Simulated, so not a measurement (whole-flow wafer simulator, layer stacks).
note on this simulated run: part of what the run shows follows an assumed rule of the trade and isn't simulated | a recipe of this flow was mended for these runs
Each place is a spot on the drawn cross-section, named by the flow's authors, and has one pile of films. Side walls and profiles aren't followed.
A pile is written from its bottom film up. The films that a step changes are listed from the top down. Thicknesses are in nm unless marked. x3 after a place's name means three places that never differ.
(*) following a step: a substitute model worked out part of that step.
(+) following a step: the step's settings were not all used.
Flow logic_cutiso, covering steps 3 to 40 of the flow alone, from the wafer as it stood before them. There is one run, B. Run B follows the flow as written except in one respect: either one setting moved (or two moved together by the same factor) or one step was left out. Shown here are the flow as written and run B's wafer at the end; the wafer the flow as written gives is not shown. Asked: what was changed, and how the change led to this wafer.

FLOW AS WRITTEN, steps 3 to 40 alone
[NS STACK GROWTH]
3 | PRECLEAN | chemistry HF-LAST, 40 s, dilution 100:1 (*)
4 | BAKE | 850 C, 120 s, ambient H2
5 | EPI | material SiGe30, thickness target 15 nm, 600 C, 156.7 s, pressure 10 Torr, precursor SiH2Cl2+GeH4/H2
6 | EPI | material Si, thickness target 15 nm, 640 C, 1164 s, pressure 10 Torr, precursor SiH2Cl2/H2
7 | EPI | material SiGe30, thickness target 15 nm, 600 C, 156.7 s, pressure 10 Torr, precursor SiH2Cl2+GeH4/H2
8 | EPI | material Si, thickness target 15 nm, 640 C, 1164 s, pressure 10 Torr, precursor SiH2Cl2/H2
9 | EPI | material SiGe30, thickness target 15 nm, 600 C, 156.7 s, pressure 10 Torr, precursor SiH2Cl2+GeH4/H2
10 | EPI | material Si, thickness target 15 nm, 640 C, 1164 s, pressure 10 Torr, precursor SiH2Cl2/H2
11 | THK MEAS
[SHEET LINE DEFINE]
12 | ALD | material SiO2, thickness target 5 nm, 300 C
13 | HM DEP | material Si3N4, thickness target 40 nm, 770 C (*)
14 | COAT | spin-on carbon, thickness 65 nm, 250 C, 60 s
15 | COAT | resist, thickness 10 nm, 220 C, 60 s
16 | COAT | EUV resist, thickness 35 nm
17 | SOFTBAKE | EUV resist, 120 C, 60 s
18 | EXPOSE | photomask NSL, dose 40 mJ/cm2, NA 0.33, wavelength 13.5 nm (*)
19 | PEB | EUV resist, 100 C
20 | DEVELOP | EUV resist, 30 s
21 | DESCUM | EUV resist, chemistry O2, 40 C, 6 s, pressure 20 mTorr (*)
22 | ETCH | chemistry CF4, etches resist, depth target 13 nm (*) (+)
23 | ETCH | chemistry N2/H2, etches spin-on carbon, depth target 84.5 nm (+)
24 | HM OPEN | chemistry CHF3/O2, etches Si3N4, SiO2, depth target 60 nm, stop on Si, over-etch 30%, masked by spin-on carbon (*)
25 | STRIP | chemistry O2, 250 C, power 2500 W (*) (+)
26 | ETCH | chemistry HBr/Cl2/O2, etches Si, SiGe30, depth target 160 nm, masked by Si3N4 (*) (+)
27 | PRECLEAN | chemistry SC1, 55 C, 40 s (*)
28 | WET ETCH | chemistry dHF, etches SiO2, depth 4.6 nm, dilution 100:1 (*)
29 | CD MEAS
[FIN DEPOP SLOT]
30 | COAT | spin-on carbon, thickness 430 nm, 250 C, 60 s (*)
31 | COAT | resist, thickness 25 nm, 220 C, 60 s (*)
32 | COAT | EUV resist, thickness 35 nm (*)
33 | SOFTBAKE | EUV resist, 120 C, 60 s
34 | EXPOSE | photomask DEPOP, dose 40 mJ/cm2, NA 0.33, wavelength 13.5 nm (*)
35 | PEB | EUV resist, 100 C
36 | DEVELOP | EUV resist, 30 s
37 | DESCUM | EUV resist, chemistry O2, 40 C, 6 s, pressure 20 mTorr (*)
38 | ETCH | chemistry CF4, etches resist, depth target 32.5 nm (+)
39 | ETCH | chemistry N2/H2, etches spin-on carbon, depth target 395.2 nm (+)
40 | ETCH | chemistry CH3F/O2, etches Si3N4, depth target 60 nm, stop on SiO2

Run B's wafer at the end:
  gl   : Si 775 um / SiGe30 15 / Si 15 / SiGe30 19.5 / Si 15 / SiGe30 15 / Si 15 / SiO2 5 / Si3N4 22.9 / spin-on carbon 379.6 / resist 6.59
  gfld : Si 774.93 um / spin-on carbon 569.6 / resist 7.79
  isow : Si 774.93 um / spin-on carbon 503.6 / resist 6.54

The reason: step 7, EPI: thickness target 19.5 nm was run, though the flow has thickness target 15 nm; step 7, EPI: 203.7 s was run, where the flow has 156.7 s.
The wafer itself shows it: gl has SiGe30 19.5, and step 7 as written asks for 15 nm.

Step by step, how the change led to this:
  7 | EPI | material SiGe30, thickness target 15 nm, 600 C, 156.7 s, pressure 10 Torr, precursor SiH2Cl2+GeH4/H2
      depop, dpovl, gfld and 19 more: +19.5 SiGe30 (new film) (as written it would have been: +15 SiGe30 (new film))
  26 | ETCH | chemistry HBr/Cl2/O2, etches Si, SiGe30, depth target 160 nm, masked by Si3N4 (*) (+)
      dpovl, gfld, gxf, iso, isow, lnri, nsgap: -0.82 chemical SiO2 (all of it), -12 Si (all of it), -15 SiGe30 (all of it), -15 Si (all of it), -19.5 SiGe30 (all of it), -15 Si (all of it), -15 SiGe30 (all of it), -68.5 Si (as written it would have been: -0.82 chemical SiO2 (all of it), -12 Si (all of it), -15 SiGe30 (all of it), -15 Si (all of it), -15 SiGe30 (all of it), -15 Si (all of it), -15 SiGe30 (all of it), -73 Si)
